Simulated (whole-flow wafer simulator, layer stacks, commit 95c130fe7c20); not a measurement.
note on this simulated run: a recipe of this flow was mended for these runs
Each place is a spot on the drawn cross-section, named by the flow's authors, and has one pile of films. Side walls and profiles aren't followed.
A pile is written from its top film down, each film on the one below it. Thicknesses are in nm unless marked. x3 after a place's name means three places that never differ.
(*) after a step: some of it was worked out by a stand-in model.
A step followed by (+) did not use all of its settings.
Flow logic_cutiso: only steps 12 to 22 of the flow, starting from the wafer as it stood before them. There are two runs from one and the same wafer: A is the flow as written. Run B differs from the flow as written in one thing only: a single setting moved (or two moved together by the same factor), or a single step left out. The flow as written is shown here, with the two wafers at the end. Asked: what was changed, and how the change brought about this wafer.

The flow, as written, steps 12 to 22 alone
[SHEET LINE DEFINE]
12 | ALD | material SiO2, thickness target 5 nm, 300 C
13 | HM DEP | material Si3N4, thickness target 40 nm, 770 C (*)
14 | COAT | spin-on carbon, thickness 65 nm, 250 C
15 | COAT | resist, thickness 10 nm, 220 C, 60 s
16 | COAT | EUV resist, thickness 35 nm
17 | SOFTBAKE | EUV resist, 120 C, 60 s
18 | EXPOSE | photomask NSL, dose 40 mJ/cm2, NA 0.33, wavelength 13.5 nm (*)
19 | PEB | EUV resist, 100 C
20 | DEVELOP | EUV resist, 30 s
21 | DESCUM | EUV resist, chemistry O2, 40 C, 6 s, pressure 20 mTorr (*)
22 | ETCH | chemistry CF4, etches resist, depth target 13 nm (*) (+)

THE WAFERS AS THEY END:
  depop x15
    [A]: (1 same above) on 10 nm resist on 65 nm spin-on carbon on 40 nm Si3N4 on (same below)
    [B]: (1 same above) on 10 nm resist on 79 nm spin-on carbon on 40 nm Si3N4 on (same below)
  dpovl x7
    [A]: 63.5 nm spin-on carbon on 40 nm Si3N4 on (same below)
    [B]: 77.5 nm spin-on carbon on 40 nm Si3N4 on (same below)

What caused this: step 14, COAT: thickness 79 nm was run, though the flow has thickness 65 nm.
The wafer lets one read it off: depop x15 has spin-on carbon 79, and step 14 as written asks for 65 nm.

Step by step, how the change led to this:
  14 | COAT | spin-on carbon, thickness 65 nm, 250 C
      depop x15, dpovl x7: A +65 spin-on carbon (new film) | B +79 spin-on carbon (new film)
